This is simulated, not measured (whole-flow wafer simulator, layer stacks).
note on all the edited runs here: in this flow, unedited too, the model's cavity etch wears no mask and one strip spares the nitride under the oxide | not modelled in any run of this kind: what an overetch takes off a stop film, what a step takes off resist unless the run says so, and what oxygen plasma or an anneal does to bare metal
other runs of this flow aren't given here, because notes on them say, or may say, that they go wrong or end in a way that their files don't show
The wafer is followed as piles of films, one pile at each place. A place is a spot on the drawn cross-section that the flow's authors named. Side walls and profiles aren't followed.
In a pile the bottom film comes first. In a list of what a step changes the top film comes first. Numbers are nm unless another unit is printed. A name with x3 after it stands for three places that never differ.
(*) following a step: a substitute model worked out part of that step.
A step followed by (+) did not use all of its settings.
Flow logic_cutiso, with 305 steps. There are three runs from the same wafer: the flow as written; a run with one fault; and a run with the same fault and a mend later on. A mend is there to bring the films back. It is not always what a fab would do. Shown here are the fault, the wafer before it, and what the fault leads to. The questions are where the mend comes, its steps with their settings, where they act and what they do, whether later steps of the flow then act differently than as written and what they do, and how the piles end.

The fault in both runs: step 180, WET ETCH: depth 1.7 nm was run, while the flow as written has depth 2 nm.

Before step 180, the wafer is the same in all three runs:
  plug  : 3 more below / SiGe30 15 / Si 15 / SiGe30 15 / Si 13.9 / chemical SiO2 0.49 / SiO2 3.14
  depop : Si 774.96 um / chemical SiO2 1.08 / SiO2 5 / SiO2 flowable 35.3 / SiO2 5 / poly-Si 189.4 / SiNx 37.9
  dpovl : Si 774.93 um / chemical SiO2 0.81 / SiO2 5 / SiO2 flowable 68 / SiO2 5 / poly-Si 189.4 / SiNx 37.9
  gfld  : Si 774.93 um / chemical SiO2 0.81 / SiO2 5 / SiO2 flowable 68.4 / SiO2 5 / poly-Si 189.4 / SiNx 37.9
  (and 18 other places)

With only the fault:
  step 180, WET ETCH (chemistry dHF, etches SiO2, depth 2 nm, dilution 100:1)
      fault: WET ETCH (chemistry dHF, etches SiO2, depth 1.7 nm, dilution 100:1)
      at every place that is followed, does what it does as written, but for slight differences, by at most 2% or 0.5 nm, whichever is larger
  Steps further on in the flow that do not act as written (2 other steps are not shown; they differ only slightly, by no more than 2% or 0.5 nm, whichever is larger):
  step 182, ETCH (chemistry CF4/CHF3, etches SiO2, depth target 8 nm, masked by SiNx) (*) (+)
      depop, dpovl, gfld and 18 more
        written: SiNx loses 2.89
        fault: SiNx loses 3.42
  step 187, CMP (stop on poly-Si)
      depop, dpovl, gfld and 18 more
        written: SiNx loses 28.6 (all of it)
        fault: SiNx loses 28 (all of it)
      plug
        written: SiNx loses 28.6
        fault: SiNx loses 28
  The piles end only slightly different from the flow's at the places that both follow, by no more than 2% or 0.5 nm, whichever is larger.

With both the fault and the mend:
  After step 180 comes the mend.
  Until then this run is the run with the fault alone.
  step 180a, WET ETCH (chemistry dHF, etches SiO2, depth 0.3 nm, dilution 100:1) (the flow's step 180, run once more with other settings)
      plug
        SiO2 loses 0.3
  None of the later steps of the flow acts differently than as written at any place that is followed.
  At every place that both follow, the piles at the end match the flow's.
